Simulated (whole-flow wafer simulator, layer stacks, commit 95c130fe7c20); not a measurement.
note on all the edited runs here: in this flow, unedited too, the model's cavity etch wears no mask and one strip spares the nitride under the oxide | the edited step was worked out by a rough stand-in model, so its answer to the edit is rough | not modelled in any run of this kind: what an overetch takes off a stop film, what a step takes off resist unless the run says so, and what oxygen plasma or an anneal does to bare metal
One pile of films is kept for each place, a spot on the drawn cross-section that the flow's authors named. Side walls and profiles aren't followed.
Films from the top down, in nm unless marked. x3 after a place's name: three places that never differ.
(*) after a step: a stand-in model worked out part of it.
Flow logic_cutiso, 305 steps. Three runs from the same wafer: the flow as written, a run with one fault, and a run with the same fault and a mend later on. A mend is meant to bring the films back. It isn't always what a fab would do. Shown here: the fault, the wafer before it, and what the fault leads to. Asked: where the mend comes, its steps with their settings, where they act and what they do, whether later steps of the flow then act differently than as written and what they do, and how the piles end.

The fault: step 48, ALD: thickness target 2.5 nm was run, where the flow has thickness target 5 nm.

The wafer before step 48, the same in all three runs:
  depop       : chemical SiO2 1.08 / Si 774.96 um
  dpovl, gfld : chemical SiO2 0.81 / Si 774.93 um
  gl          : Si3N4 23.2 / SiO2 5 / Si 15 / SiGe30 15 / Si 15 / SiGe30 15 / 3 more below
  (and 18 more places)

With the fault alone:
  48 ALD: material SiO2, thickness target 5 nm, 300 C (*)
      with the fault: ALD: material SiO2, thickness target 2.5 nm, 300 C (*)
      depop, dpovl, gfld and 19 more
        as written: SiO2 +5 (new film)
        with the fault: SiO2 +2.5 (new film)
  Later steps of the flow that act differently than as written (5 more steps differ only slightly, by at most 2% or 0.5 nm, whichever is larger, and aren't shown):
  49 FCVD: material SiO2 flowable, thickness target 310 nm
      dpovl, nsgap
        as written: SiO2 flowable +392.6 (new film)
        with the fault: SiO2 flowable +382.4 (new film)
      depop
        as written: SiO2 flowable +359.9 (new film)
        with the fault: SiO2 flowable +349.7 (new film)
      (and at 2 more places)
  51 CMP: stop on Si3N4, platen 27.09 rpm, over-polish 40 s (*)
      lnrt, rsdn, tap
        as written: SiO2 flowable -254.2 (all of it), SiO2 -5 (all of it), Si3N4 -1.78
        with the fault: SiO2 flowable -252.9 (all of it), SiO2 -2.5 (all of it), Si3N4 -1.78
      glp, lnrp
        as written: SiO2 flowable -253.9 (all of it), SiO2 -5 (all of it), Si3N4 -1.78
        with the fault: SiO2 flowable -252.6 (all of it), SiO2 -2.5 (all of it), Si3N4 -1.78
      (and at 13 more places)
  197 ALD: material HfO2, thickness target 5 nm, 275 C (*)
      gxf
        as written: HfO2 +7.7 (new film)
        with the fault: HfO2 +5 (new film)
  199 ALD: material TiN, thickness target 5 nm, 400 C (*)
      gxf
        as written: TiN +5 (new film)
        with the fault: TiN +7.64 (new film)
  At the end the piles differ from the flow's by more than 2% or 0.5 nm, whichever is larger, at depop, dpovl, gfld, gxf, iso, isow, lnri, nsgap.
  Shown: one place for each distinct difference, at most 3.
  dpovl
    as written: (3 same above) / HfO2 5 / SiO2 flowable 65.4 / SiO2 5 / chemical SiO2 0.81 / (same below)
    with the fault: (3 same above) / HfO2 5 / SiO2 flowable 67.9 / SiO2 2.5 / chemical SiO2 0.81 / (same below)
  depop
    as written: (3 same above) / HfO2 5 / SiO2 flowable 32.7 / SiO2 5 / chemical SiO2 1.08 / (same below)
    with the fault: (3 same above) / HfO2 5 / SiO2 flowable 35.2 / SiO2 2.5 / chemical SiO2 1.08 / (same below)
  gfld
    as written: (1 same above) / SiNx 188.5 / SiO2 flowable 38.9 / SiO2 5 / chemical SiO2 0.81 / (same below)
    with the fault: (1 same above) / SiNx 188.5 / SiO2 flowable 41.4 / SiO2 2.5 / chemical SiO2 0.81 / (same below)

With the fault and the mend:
  The mend comes after step 48.
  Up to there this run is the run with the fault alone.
  48a ALD: material SiO2, thickness target 2.5 nm, 300 C (*) (the flow's step 48 once more, with other settings)
      depop, dpovl, gfld and 19 more
        SiO2 +2.5
  No later step of the flow acts differently than as written at any place that is followed.
  At the end the piles are the same as the flow's at every place that both follow.
